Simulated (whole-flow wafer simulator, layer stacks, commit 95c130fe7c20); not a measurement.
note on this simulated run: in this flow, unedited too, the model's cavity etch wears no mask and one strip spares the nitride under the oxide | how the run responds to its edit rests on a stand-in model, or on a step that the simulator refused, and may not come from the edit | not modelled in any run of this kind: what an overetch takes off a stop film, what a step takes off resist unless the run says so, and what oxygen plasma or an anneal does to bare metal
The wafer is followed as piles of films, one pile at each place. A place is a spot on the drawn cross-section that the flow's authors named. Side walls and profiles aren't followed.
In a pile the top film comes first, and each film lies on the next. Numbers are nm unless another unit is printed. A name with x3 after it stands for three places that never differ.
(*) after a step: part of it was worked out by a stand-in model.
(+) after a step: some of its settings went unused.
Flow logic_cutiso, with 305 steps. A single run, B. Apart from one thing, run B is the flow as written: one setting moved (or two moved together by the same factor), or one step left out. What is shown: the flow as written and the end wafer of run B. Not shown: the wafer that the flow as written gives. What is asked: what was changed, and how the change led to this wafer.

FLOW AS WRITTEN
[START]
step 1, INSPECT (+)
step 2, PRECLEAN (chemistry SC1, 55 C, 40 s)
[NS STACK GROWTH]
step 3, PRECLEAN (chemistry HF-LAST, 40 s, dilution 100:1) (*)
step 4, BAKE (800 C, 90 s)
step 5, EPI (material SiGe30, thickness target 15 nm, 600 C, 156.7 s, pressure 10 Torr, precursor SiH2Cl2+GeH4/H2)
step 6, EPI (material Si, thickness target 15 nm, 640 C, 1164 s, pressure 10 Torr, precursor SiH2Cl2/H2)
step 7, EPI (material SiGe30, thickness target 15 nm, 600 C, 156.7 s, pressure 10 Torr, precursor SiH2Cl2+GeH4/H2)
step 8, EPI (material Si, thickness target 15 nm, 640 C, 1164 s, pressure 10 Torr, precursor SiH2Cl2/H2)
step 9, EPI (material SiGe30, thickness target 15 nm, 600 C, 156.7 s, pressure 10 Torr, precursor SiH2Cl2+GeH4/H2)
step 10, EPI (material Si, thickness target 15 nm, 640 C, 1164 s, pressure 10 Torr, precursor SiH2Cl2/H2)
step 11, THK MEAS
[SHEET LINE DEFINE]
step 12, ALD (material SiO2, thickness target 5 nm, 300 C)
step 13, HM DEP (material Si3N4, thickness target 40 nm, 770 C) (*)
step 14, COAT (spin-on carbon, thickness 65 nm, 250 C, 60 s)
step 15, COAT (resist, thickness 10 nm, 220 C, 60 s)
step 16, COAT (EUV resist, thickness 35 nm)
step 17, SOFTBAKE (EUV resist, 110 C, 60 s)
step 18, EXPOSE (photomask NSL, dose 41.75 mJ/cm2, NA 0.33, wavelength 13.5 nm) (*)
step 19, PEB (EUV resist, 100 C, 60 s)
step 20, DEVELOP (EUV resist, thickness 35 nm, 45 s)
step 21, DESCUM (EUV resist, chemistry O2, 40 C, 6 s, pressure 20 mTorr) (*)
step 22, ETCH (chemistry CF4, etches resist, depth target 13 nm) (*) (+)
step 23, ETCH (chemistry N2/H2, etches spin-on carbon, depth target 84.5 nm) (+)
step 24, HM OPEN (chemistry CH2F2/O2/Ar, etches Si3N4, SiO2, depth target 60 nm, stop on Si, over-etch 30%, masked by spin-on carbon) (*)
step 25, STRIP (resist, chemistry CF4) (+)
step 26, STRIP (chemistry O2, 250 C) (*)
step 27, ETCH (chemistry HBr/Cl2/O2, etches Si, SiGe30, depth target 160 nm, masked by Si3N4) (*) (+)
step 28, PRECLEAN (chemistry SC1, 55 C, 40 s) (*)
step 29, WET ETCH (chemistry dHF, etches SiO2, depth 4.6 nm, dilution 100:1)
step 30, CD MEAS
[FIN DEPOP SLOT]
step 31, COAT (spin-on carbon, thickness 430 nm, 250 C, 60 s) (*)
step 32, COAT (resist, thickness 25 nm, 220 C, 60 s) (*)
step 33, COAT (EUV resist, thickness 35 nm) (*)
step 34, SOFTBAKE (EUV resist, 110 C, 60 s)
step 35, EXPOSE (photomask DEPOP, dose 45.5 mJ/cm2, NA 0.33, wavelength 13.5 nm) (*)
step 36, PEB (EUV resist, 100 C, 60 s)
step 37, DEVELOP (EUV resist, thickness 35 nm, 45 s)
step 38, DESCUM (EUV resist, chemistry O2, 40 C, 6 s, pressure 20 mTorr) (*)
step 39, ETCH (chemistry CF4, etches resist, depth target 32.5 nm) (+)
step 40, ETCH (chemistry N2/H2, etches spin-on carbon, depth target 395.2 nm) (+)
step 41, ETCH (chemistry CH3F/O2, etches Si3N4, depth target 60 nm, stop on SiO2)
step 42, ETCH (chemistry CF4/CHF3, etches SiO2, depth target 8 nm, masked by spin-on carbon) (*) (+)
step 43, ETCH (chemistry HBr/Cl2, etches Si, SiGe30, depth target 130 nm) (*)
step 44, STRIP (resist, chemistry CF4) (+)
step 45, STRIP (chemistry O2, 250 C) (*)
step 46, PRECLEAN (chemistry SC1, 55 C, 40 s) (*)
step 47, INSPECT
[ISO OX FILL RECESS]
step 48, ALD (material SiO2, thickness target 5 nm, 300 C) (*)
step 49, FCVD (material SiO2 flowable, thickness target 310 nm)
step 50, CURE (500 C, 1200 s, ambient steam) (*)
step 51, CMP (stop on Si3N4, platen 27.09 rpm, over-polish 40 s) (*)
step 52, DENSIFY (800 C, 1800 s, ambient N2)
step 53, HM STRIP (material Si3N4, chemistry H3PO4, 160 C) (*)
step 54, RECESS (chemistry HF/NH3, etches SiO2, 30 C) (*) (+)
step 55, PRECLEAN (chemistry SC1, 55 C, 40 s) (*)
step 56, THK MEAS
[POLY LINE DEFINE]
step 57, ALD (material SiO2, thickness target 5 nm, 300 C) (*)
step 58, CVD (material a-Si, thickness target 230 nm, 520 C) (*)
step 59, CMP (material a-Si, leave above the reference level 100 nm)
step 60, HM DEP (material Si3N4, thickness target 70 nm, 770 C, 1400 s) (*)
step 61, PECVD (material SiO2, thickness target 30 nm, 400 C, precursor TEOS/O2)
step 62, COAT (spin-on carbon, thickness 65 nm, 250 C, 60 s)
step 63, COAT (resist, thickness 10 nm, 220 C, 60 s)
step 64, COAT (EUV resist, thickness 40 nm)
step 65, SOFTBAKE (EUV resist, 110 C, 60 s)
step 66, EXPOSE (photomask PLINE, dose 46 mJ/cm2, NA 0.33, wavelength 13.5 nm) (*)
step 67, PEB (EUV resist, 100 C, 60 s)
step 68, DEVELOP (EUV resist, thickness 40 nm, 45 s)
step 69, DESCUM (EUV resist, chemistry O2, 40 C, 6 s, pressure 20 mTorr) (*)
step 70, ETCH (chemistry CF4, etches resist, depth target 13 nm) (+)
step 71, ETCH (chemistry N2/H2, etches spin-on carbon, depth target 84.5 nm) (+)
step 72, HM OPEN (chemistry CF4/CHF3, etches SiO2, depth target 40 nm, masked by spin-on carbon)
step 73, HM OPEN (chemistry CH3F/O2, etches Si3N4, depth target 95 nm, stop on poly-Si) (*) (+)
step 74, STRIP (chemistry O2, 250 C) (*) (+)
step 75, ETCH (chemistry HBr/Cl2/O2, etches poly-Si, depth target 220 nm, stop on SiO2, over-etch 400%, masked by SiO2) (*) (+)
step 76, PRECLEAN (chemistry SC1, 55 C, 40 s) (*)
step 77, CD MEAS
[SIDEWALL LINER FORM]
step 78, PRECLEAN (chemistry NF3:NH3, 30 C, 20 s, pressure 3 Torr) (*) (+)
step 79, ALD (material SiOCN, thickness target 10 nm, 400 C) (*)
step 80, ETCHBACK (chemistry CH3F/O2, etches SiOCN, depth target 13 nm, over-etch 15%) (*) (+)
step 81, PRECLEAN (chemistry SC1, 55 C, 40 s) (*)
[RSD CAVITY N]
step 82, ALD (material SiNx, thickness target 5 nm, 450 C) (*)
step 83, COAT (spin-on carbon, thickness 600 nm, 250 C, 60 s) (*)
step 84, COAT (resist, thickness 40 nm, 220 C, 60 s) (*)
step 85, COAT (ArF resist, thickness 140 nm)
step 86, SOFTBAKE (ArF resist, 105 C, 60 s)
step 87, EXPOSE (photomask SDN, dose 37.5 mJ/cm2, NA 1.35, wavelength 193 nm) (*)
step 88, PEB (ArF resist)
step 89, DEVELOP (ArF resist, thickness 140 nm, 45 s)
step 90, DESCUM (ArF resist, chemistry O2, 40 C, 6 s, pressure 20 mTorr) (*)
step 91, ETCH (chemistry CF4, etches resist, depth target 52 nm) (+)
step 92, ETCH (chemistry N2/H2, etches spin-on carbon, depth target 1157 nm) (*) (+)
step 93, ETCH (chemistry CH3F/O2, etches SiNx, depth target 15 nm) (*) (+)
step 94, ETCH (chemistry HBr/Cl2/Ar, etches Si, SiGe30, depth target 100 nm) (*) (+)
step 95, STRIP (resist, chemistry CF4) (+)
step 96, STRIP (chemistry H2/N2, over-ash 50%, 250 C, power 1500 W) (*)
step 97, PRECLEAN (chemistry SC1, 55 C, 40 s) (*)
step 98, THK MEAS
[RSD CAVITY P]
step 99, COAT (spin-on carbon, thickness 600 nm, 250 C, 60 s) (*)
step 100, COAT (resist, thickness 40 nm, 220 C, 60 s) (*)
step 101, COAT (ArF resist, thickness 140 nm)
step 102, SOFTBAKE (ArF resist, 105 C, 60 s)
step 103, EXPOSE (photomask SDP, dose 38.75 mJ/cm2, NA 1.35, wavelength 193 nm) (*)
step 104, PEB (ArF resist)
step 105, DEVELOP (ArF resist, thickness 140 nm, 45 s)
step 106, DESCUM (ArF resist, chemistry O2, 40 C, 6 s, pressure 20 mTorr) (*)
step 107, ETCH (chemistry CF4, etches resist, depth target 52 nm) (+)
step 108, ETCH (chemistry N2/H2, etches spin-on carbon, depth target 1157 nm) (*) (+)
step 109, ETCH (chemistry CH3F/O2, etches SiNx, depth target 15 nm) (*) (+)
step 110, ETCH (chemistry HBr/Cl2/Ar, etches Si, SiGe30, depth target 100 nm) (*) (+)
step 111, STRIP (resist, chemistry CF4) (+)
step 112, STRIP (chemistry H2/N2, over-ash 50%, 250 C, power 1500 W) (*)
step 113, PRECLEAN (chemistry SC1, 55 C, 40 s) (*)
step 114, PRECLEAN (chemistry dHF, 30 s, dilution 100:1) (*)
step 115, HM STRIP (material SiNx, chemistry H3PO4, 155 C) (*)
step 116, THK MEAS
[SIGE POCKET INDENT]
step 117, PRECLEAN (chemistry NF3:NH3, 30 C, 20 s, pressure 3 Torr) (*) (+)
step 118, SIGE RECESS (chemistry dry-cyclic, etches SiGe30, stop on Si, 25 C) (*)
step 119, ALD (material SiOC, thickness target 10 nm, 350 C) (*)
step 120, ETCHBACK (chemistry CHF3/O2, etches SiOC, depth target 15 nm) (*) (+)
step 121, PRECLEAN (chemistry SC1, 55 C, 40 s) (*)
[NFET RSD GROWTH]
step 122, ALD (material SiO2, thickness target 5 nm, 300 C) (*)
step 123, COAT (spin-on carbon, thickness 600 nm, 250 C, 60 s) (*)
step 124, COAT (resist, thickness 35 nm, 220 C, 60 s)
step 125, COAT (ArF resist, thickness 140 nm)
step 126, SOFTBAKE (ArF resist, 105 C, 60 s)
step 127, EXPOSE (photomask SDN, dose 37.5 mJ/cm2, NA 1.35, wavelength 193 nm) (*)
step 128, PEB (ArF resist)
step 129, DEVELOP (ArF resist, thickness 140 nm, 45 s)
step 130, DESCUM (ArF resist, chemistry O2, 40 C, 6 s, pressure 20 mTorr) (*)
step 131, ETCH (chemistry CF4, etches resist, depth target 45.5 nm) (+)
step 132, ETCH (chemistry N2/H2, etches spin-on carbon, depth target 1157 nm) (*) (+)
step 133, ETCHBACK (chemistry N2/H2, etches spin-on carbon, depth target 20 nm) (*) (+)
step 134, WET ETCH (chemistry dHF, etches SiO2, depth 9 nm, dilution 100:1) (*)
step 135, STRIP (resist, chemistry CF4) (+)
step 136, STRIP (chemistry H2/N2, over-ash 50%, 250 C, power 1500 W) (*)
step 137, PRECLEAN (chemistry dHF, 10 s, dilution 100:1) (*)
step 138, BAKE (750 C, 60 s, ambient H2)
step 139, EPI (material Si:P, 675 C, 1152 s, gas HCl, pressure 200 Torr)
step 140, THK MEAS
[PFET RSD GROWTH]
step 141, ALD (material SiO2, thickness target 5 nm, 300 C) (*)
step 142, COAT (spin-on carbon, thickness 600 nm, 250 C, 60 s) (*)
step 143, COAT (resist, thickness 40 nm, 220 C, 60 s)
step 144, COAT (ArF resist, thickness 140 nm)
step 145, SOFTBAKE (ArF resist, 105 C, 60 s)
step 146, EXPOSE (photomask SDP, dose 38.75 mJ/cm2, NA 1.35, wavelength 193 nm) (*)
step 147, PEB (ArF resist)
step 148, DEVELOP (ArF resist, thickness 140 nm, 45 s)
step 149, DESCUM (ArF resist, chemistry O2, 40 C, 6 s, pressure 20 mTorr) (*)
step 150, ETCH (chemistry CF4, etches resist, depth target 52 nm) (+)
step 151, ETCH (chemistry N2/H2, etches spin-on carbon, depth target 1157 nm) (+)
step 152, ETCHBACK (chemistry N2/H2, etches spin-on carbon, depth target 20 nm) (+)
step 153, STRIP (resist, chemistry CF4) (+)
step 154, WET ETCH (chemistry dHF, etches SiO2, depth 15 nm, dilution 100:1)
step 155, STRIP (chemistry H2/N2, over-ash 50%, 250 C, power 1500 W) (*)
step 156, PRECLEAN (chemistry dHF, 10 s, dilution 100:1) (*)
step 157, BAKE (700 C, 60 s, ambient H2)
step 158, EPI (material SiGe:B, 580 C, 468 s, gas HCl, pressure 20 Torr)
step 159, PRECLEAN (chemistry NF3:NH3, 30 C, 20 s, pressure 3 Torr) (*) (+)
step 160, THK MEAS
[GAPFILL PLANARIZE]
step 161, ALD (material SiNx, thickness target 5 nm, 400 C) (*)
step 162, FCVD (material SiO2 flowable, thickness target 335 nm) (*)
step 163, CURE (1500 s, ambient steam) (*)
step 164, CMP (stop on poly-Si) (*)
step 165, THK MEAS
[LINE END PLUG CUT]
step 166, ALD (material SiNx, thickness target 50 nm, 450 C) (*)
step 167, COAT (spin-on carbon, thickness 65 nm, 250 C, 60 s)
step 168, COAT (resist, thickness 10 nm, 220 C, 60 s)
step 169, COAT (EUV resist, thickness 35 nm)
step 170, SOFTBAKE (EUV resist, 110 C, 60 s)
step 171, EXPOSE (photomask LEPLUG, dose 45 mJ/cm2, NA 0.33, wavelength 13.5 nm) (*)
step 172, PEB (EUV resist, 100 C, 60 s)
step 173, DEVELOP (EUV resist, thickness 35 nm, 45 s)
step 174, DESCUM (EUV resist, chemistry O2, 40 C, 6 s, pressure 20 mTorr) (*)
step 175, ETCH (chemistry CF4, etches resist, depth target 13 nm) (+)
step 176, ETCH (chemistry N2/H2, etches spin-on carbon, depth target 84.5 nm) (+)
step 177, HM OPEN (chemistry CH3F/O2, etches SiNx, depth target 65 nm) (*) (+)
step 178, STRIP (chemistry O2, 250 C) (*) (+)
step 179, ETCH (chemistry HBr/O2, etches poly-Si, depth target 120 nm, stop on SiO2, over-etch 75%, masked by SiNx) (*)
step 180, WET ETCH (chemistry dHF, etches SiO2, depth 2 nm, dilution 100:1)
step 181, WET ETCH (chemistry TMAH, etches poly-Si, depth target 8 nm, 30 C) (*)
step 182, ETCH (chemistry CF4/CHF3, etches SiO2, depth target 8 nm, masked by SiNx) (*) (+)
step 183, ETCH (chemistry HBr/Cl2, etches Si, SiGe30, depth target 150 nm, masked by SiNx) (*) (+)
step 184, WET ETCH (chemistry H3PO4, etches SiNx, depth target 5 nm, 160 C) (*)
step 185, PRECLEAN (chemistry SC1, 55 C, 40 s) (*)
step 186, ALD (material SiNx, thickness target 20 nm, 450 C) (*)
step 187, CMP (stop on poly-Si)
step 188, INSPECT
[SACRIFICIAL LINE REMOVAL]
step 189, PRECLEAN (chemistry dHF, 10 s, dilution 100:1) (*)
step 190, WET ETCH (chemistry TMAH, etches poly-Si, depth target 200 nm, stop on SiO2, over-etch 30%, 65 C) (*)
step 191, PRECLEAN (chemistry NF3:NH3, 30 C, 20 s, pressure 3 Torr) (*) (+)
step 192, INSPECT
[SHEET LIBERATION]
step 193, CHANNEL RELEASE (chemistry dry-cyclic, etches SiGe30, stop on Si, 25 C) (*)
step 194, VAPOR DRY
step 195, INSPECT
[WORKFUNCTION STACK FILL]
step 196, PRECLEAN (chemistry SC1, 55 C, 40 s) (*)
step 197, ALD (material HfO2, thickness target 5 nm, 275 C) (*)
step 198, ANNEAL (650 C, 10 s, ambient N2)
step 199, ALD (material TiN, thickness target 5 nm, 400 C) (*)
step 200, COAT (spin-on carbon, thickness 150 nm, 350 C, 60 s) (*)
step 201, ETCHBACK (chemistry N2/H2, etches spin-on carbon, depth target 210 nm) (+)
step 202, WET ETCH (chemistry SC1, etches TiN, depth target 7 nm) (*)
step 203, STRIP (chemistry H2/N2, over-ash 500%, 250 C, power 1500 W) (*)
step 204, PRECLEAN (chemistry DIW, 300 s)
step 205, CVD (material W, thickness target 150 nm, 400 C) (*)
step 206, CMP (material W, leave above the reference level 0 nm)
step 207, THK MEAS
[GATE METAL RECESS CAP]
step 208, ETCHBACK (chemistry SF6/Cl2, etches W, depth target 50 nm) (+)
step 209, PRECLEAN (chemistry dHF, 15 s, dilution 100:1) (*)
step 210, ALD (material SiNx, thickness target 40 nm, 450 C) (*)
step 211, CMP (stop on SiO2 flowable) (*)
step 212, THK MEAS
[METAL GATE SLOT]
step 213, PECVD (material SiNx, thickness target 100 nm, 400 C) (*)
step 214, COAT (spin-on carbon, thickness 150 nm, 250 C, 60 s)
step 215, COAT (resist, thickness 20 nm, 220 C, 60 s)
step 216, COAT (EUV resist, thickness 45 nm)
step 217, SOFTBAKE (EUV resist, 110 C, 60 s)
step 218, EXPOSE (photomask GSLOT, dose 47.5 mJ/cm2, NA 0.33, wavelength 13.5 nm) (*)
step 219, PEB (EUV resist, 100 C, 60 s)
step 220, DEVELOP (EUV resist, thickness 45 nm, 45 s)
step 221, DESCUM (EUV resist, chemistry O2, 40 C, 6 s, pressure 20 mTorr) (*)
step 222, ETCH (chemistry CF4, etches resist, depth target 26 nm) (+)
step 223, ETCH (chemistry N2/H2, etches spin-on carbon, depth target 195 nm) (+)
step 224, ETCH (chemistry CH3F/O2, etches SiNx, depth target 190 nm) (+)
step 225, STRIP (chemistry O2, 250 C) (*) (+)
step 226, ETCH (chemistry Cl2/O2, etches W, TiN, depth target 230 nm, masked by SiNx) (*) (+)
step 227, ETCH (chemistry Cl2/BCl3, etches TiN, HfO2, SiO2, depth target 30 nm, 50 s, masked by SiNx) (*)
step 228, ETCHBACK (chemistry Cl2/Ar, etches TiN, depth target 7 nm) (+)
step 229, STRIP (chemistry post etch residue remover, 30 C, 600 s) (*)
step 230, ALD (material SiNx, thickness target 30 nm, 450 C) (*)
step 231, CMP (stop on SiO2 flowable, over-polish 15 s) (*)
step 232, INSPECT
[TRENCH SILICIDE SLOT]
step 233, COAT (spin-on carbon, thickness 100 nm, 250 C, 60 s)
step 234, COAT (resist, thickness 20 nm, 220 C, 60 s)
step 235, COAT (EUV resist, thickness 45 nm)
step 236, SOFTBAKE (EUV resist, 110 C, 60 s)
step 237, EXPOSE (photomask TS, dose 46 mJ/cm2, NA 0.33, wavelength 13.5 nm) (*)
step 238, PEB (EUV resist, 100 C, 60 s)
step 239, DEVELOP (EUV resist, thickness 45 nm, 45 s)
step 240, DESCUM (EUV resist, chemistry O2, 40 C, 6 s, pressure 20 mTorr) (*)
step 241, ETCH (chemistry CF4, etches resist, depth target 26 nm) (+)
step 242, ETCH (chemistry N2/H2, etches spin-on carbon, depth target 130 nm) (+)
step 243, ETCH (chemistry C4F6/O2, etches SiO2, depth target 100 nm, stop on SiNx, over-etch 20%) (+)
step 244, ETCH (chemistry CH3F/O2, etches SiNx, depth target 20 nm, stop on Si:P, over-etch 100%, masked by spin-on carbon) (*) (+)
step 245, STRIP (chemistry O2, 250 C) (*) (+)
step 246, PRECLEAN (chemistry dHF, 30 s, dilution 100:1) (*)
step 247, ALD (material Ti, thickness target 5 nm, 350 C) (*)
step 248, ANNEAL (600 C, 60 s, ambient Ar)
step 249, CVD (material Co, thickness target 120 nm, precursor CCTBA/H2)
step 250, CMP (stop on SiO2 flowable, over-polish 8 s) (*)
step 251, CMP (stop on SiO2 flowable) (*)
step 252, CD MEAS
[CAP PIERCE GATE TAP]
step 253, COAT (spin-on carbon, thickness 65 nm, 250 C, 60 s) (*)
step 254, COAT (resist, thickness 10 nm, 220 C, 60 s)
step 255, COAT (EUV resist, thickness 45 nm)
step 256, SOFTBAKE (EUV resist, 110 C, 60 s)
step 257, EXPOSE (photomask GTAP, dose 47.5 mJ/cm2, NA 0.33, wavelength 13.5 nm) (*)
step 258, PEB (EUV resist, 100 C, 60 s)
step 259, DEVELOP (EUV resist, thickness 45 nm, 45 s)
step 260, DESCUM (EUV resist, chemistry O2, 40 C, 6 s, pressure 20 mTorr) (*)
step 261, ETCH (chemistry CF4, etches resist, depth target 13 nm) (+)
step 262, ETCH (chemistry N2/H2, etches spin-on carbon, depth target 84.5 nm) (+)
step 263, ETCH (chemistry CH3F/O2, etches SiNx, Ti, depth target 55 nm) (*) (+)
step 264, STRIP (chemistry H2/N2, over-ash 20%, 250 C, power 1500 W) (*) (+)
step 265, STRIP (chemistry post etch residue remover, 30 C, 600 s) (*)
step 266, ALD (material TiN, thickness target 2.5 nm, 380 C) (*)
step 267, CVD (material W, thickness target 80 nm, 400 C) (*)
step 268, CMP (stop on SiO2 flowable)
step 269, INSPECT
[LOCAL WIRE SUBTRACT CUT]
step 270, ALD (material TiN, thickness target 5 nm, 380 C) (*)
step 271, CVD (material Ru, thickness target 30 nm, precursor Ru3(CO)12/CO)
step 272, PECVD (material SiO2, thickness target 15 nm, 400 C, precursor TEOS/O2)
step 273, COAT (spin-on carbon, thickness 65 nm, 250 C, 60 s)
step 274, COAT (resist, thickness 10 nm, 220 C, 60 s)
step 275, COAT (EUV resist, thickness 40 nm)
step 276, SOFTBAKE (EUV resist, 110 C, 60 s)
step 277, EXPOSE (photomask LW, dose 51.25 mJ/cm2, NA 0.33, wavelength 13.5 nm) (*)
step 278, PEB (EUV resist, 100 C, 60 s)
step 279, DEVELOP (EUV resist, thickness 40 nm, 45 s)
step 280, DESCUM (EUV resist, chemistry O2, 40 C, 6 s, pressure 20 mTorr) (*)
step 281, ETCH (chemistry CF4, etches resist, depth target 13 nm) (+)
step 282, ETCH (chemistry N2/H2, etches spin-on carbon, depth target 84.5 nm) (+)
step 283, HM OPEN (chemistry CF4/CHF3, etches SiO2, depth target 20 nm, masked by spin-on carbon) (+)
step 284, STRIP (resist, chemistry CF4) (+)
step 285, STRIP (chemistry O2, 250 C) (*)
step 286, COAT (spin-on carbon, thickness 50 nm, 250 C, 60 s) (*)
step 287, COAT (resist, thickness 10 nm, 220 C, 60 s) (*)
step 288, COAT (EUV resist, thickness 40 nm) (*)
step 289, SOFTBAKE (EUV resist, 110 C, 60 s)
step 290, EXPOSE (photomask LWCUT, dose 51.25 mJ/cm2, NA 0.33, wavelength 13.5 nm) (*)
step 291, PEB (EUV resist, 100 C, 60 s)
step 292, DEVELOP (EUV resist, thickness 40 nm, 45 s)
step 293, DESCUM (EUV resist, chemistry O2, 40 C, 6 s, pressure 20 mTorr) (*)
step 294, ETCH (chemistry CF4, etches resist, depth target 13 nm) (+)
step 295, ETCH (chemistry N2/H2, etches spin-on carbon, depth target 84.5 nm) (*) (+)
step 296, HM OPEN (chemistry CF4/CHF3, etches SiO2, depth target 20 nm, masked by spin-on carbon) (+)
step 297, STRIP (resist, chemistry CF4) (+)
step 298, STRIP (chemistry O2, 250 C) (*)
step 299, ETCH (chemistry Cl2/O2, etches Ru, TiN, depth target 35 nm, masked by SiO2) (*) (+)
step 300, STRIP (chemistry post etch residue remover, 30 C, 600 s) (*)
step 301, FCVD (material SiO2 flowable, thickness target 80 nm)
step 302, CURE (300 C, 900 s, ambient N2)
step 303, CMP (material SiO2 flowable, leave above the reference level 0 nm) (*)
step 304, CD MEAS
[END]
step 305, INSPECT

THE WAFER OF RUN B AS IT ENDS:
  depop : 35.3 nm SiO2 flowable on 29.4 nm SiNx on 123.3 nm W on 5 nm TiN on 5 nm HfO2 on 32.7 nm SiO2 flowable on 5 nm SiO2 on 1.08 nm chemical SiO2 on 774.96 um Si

The reason: step 201, ETCHBACK: depth target 115.5 nm was run, whereas the flow has depth target 210 nm.

Step by step, how the change led to this:
  step 201, ETCHBACK (chemistry N2/H2, etches spin-on carbon, depth target 210 nm) (+)
      lnr, lnrp: -115.5 spin-on carbon (in the flow as written it would be: -133.9 spin-on carbon (all of it))
      rsdn, rsdw: -115.5 spin-on carbon (in the flow as written it would be: -145.8 spin-on carbon (all of it))
      (and at 17 other places as well)
  step 202, WET ETCH (chemistry SC1, etches TiN, depth target 7 nm) (*)
      depop, dpovl, iso and 11 more: -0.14 spin-on carbon (in the flow as written it would be: -5 TiN (all of it))
  step 203, STRIP (chemistry H2/N2, over-ash 500%, 250 C, power 1500 W) (*)
      depop, dpovl: -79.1 spin-on carbon (all of it) (in the flow as written it would be: nothing)
      lnr, lnrp: -18.3 spin-on carbon (all of it) (in the flow as written it would be: nothing)
      (and at 17 other places as well)
  step 206, CMP (material W, leave above the reference level 0 nm)
      lnr, lnri, lnrp, lnrt: -150 W (all of it), -5 TiN (all of it), -5 HfO2 (all of it), -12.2 SiOCN (in the flow as written it would be: -150 W (all of it), -5 HfO2 (all of it), -12.2 SiOCN)
      rsdn, rsdp, rsdw, rsdx: -162.2 W (all of it), -5 TiN (all of it), -5 HfO2 (all of it) (in the flow as written it would be: -162.2 W (all of it), -5 HfO2 (all of it))
      (and at 14 other places as well)
